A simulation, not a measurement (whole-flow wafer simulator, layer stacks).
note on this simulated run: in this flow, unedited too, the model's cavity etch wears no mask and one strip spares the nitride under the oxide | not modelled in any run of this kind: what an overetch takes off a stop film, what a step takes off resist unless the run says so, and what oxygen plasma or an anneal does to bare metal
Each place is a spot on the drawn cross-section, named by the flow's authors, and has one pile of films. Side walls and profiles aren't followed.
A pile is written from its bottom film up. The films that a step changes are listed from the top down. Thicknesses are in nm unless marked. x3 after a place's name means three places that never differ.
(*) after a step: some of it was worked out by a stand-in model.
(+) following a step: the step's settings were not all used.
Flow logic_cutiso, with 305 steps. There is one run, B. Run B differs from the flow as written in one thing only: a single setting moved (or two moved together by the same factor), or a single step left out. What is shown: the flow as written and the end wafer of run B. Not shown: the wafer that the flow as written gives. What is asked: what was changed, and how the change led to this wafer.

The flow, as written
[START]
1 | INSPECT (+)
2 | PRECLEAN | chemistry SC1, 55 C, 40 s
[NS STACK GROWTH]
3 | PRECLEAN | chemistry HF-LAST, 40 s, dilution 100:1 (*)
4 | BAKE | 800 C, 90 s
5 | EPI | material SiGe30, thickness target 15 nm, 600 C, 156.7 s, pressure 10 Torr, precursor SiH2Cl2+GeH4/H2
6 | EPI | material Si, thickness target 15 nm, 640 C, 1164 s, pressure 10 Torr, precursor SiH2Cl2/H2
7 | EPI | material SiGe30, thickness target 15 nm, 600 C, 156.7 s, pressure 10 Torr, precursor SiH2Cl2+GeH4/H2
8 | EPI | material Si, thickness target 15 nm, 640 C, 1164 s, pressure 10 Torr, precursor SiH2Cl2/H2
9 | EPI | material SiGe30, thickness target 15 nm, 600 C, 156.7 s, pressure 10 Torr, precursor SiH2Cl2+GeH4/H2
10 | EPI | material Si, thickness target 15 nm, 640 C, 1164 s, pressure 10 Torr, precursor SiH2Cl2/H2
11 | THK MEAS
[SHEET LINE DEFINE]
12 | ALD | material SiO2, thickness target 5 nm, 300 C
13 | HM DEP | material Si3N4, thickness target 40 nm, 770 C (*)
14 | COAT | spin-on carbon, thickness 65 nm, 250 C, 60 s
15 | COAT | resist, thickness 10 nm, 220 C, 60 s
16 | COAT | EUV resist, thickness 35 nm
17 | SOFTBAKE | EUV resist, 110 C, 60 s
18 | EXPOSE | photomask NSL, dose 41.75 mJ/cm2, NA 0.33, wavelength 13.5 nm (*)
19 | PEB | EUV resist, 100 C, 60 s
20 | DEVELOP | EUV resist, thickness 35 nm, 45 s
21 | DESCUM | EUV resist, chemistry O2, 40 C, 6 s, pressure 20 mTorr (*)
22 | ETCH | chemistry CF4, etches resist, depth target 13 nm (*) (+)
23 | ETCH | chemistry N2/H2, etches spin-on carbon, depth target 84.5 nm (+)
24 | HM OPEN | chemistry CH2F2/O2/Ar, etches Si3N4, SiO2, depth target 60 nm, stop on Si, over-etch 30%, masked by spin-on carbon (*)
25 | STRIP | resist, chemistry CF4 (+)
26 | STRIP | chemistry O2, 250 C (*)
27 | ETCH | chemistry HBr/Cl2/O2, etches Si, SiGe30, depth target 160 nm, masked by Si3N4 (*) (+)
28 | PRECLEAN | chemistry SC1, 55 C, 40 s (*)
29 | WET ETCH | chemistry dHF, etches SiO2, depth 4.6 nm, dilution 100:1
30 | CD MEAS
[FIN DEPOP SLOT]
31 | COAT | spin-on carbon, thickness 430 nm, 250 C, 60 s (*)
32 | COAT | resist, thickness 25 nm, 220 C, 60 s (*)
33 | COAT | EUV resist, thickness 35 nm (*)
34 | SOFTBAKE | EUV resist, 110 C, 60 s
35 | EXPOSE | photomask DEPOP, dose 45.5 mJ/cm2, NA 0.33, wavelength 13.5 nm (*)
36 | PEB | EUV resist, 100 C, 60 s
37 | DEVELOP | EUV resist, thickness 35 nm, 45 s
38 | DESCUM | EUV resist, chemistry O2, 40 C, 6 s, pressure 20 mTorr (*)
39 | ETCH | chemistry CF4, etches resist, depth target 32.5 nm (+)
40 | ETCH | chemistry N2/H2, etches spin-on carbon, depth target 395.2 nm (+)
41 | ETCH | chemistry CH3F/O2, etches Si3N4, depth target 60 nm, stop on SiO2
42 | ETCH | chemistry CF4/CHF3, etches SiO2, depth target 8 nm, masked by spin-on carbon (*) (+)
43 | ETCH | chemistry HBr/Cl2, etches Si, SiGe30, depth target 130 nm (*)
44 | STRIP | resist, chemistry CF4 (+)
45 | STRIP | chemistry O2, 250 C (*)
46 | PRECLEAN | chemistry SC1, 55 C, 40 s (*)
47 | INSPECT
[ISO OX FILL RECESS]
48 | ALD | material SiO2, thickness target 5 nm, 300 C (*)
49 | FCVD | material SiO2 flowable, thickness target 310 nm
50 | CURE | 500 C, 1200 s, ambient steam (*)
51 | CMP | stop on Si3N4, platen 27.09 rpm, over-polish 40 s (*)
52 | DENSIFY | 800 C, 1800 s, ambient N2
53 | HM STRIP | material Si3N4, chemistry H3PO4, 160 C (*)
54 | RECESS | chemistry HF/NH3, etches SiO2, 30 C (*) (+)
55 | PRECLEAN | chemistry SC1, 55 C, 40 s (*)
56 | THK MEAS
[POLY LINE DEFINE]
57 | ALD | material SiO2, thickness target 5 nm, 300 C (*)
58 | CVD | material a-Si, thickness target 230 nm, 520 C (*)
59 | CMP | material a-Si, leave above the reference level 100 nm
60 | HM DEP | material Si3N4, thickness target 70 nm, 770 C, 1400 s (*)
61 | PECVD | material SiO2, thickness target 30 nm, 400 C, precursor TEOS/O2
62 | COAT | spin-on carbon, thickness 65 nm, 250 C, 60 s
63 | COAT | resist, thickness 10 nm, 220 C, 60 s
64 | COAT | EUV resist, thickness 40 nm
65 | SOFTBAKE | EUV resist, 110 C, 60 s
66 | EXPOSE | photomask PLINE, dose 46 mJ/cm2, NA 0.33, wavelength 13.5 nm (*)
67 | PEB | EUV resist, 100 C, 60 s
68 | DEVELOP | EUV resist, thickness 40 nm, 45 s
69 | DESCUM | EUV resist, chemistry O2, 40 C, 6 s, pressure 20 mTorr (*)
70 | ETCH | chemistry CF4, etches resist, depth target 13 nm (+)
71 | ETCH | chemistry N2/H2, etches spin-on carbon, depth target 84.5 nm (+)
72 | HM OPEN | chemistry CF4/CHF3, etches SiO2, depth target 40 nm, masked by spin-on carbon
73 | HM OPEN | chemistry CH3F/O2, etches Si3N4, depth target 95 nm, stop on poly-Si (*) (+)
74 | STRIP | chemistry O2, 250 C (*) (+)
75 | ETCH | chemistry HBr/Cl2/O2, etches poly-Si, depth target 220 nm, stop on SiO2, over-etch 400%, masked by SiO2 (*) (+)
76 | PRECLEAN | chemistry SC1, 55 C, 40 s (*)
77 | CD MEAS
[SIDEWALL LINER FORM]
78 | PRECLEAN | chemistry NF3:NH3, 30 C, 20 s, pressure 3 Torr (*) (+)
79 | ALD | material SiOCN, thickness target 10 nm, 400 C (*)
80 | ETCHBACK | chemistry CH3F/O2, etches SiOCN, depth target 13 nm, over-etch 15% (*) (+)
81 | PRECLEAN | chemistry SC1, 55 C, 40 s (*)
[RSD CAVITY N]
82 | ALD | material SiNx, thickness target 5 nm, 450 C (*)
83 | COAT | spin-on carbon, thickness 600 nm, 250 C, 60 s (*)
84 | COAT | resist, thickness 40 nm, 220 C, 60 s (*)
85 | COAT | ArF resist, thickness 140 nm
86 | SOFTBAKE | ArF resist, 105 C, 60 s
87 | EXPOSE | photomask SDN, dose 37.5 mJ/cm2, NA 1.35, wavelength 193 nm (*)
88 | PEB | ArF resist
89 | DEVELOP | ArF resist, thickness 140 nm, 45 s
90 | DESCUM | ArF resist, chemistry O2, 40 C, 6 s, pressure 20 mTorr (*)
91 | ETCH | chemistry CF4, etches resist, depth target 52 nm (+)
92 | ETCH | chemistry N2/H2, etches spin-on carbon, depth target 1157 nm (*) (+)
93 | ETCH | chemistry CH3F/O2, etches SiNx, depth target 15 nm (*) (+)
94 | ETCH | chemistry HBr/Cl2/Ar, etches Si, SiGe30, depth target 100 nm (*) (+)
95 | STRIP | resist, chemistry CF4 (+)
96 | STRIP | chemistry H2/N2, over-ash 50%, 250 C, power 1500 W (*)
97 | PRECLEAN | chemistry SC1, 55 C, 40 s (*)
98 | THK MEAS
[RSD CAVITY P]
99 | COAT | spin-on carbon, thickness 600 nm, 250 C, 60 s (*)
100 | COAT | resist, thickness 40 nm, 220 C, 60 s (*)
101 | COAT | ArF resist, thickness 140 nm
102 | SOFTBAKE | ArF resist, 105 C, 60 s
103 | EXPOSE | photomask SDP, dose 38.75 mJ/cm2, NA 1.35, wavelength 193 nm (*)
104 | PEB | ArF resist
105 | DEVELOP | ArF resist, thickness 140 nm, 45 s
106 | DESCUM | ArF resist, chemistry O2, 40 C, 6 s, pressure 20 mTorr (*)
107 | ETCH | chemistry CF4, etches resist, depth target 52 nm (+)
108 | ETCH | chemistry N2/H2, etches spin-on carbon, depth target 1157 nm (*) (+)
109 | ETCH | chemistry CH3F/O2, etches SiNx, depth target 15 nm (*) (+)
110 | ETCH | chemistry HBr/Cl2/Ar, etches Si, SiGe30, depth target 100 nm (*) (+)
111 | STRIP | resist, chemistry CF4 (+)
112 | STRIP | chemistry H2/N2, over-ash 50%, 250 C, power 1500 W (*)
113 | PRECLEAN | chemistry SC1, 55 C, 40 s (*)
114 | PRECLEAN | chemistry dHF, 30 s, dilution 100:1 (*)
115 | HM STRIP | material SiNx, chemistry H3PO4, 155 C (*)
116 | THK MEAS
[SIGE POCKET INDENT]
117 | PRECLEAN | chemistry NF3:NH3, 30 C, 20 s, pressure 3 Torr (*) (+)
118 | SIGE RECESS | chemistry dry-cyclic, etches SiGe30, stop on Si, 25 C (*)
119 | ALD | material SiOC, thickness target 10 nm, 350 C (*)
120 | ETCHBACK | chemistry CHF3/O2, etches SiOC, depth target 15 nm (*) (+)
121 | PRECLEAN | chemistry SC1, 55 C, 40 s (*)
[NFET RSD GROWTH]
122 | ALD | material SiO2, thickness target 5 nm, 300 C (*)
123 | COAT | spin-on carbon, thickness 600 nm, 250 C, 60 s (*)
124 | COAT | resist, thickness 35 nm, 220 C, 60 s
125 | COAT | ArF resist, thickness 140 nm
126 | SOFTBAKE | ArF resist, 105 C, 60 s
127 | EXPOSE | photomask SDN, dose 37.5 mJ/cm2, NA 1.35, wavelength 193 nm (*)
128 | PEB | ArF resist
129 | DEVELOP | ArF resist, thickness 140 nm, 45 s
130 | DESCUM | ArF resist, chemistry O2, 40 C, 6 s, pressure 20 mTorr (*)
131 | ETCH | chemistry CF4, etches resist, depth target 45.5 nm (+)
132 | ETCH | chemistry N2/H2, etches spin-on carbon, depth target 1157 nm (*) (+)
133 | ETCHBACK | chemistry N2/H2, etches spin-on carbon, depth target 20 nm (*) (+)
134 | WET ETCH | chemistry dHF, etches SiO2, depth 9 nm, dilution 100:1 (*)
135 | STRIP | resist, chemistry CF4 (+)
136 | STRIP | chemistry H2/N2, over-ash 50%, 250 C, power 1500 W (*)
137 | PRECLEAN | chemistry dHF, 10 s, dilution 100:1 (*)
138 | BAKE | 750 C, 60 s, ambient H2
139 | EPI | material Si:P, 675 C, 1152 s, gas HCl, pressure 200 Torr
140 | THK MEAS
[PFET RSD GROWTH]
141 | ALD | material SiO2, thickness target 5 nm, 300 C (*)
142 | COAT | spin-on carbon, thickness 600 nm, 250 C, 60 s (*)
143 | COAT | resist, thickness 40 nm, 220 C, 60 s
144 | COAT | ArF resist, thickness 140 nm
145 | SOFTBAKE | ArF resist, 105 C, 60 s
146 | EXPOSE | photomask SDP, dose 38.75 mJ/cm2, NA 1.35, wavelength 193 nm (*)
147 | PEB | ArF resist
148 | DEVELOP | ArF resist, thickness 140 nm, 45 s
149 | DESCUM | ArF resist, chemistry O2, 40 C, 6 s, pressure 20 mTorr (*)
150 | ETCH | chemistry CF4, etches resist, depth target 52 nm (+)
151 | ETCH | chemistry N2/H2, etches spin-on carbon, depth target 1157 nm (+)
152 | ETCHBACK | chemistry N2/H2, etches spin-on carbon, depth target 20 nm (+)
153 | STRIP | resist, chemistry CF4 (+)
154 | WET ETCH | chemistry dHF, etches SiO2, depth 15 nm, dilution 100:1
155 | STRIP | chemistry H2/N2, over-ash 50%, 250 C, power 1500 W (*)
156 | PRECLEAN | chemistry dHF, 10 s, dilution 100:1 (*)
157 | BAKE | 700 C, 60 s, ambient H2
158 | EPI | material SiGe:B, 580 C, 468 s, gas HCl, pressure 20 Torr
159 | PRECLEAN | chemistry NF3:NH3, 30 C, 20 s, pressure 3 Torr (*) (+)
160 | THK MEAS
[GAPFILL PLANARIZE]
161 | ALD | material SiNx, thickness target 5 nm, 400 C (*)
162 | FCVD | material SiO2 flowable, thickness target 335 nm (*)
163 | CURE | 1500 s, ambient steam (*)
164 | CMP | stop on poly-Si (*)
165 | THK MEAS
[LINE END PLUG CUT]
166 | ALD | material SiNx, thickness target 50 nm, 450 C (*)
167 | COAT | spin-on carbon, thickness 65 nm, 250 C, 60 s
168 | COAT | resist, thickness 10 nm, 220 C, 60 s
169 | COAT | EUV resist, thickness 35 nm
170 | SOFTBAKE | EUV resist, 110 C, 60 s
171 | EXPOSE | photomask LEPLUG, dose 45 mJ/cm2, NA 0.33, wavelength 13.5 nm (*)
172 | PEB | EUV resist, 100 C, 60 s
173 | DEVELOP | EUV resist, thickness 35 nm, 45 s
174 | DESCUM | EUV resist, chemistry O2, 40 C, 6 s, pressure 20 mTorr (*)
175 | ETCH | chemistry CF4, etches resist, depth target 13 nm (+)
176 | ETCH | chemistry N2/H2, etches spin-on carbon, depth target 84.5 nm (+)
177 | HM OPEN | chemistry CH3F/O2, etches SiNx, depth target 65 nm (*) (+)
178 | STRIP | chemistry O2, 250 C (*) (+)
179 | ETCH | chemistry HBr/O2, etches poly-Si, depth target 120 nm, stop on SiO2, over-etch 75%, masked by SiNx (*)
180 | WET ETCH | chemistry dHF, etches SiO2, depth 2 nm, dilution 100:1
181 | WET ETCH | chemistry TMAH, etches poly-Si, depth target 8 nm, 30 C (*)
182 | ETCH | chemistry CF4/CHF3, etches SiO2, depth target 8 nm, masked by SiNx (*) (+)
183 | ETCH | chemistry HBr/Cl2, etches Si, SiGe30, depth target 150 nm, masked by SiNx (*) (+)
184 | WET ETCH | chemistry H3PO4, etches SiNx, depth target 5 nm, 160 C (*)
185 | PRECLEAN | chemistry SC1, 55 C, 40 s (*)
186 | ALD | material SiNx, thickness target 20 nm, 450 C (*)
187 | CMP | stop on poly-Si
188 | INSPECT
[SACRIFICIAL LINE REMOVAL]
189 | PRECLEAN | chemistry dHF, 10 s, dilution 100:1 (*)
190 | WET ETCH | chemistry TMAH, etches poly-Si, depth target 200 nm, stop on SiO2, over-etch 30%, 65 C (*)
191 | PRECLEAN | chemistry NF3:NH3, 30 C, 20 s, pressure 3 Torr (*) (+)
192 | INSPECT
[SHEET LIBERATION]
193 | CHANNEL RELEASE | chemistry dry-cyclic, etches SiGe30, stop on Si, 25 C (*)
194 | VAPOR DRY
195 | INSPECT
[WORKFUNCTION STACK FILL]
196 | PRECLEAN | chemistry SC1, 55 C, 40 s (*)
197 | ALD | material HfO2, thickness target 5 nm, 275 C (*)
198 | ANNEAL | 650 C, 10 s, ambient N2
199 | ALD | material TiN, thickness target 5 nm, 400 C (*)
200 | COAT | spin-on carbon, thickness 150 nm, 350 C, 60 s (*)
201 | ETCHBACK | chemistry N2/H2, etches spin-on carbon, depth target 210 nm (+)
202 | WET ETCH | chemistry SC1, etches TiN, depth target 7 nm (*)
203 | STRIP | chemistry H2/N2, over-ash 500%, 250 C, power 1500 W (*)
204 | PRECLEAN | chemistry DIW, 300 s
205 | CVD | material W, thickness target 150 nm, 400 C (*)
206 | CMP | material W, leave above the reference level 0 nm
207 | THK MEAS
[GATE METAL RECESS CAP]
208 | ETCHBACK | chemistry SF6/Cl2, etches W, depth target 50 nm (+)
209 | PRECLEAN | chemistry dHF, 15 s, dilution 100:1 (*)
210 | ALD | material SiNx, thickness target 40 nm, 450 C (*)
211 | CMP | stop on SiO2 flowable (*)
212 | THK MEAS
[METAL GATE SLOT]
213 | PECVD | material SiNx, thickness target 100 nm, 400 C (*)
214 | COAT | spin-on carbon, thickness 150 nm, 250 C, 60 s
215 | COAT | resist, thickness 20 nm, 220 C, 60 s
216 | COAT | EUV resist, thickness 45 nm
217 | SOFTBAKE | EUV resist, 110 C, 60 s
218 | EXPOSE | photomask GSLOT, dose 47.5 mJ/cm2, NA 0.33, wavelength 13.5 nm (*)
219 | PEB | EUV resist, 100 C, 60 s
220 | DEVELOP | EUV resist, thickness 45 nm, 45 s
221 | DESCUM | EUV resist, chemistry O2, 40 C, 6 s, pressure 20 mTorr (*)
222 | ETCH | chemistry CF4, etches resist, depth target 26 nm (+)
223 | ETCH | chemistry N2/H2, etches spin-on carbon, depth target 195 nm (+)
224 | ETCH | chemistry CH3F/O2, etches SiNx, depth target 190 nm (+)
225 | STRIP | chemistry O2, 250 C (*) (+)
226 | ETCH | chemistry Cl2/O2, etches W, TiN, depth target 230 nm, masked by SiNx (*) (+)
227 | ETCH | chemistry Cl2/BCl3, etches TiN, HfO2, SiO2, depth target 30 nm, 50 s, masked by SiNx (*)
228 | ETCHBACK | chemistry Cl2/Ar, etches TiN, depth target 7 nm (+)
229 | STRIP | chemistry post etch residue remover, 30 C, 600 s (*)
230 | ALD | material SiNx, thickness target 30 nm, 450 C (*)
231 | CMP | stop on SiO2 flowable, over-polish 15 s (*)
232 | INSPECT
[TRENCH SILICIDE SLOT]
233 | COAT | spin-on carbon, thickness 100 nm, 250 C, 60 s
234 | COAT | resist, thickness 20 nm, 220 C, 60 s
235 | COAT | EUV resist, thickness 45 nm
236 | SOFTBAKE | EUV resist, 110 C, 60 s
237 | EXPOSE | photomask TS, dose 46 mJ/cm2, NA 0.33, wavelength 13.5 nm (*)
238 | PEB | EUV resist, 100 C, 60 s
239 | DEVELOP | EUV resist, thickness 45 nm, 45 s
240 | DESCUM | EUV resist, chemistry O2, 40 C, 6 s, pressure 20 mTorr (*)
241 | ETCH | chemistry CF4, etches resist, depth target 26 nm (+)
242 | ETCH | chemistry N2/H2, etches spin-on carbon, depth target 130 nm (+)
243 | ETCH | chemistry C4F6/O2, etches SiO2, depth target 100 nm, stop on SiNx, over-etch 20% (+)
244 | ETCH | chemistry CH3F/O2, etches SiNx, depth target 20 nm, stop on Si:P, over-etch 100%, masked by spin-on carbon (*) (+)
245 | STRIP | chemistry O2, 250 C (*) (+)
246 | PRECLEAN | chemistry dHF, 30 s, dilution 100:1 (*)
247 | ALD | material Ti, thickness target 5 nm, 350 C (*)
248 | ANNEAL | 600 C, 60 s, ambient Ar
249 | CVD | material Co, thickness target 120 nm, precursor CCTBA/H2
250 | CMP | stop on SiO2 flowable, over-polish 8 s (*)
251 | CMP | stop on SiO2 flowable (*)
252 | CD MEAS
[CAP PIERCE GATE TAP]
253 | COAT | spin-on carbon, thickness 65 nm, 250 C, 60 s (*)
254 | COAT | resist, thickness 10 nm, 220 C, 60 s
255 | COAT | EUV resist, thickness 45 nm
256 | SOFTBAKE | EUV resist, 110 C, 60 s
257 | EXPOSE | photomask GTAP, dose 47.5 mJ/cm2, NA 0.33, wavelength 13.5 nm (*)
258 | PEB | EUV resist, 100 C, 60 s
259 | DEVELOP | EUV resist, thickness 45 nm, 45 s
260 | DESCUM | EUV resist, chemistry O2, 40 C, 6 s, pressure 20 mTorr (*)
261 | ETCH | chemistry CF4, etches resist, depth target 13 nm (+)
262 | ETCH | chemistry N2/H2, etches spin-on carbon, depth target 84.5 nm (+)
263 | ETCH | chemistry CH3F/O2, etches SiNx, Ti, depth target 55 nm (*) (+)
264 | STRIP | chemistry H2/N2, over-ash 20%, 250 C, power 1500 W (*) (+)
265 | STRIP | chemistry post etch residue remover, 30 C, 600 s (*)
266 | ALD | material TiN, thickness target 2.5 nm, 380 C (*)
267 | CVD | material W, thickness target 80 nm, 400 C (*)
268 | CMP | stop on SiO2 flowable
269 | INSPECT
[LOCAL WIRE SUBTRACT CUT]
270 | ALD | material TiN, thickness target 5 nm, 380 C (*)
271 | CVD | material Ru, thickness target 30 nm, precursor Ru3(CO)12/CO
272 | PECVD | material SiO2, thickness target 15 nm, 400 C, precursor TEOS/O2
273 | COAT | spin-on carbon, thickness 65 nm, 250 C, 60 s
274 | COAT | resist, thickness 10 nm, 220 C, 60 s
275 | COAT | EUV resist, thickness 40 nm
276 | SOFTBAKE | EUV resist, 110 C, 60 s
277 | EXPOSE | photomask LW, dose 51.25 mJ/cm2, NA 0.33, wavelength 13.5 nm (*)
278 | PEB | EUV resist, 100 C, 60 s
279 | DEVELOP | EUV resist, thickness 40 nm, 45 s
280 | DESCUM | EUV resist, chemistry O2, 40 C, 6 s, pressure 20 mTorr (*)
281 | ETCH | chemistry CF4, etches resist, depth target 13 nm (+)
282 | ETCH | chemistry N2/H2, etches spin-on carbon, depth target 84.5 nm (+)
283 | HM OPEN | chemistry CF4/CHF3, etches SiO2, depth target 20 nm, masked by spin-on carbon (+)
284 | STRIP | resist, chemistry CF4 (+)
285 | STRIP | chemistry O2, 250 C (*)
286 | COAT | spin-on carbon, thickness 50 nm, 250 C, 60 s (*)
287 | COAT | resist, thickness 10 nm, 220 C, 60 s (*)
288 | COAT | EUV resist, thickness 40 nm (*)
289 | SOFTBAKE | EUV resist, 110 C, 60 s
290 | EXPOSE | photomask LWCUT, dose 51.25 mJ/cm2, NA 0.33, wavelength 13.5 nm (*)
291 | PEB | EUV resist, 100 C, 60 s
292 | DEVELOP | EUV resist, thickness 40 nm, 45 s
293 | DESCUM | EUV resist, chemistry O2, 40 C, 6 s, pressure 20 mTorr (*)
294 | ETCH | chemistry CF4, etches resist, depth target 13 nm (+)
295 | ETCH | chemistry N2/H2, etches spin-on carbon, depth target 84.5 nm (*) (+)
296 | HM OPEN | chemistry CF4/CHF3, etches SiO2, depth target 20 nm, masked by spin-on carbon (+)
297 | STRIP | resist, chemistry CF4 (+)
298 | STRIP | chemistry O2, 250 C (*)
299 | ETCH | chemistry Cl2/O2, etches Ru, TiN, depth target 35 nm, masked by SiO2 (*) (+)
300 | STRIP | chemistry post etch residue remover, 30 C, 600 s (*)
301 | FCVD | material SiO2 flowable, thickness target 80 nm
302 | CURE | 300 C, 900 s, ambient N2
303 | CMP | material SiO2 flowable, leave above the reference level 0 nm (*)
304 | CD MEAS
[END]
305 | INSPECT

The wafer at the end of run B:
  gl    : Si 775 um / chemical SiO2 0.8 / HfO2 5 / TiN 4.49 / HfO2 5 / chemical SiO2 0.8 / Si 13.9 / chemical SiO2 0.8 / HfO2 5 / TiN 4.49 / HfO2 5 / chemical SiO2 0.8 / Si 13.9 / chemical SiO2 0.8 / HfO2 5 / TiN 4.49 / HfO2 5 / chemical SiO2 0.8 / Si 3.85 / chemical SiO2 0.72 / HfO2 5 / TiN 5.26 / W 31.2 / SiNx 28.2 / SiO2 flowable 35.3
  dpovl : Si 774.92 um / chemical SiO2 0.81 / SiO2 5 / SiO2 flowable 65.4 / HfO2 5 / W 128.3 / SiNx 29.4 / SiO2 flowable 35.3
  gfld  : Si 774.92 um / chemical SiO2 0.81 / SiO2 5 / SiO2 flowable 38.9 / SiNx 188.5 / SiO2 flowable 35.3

Cause: step 10, EPI: thickness target 6 nm was run, whereas the flow has thickness target 15 nm; step 10, EPI: 465.8 s was run, where the flow has 1164 s.

Step by step, how the change led to this:
  10 | EPI | material Si, thickness target 15 nm, 640 C, 1164 s, pressure 10 Torr, precursor SiH2Cl2/H2
      depop, dpovl, gfld and 19 more: Si gains 6 (new film) (as written it would have been: Si gains 15 (new film))
  27 | ETCH | chemistry HBr/Cl2/O2, etches Si, SiGe30, depth target 160 nm, masked by Si3N4 (*) (+)
      gfld, gxf, iso, lnri: chemical SiO2 loses 0.79 (all of it), Si loses 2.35 (all of it), SiGe30 loses 15 (all of it), Si loses 15 (all of it), SiGe30 loses 15 (all of it), Si loses 15 (all of it), SiGe30 loses 15 (all of it), Si loses 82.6 (as written it would have been: chemical SiO2 loses 0.79 (all of it), Si loses 11.4 (all of it), SiGe30 loses 15 (all of it), Si loses 15 (all of it), SiGe30 loses 15 (all of it), Si loses 15 (all of it), SiGe30 loses 15 (all of it), Si loses 73.6)
      dpovl, nsgap: chemical SiO2 loses 0.79 (all of it), Si loses 2.75 (all of it), SiGe30 loses 15 (all of it), Si loses 15 (all of it), SiGe30 loses 15 (all of it), Si loses 15 (all of it), SiGe30 loses 15 (all of it), Si loses 82.2 (as written it would have been: chemical SiO2 loses 0.79 (all of it), Si loses 11.8 (all of it), SiGe30 loses 15 (all of it), Si loses 15 (all of it), SiGe30 loses 15 (all of it), Si loses 15 (all of it), SiGe30 loses 15 (all of it), Si loses 73.2)
      (as well as at 1 more place)
  43 | ETCH | chemistry HBr/Cl2, etches Si, SiGe30, depth target 130 nm (*)
      depop: Si loses 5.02 (all of it), SiGe30 loses 15 (all of it), Si loses 15 (all of it), SiGe30 loses 15 (all of it), Si loses 15 (all of it), SiGe30 loses 15 (all of it), Si loses 50 (as written it would have been: Si loses 14 (all of it), SiGe30 loses 15 (all of it), Si loses 15 (all of it), SiGe30 loses 15 (all of it), Si loses 15 (all of it), SiGe30 loses 15 (all of it), Si loses 41)
  94 | ETCH | chemistry HBr/Cl2/Ar, etches Si, SiGe30, depth target 100 nm (*) (+)
      rsdn, rsdx: chemical SiO2 loses 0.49 (all of it), Si loses 3.82 (all of it), SiGe30 loses 15 (all of it), Si loses 15 (all of it), SiGe30 loses 15 (all of it), Si loses 15 (all of it), SiGe30 loses 15 (all of it), Si loses 21.2 (as written it would have been: chemical SiO2 loses 0.49 (all of it), Si loses 12.8 (all of it), SiGe30 loses 15 (all of it), Si loses 15 (all of it), SiGe30 loses 15 (all of it), Si loses 15 (all of it), SiGe30 loses 15 (all of it), Si loses 12.2)
  110 | ETCH | chemistry HBr/Cl2/Ar, etches Si, SiGe30, depth target 100 nm (*) (+)
      rsdp, rsdw: chemical SiO2 loses 0.49 (all of it), Si loses 3.82 (all of it), SiGe30 loses 15 (all of it), Si loses 15 (all of it), SiGe30 loses 15 (all of it), Si loses 15 (all of it), SiGe30 loses 15 (all of it), Si loses 21.2 (as written it would have been: chemical SiO2 loses 0.49 (all of it), Si loses 12.8 (all of it), SiGe30 loses 15 (all of it), Si loses 15 (all of it), SiGe30 loses 15 (all of it), Si loses 15 (all of it), SiGe30 loses 15 (all of it), Si loses 12.2)
  183 | ETCH | chemistry HBr/Cl2, etches Si, SiGe30, depth target 150 nm, masked by SiNx (*) (+)
      plug: Si loses 4.55 (all of it), SiGe30 loses 15 (all of it), Si loses 15 (all of it), SiGe30 loses 15 (all of it), Si loses 15 (all of it), SiGe30 loses 15 (all of it), Si loses 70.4 (as written it would have been: Si loses 13.6 (all of it), SiGe30 loses 15 (all of it), Si loses 15 (all of it), SiGe30 loses 15 (all of it), Si loses 15 (all of it), SiGe30 loses 15 (all of it), Si loses 61.4)
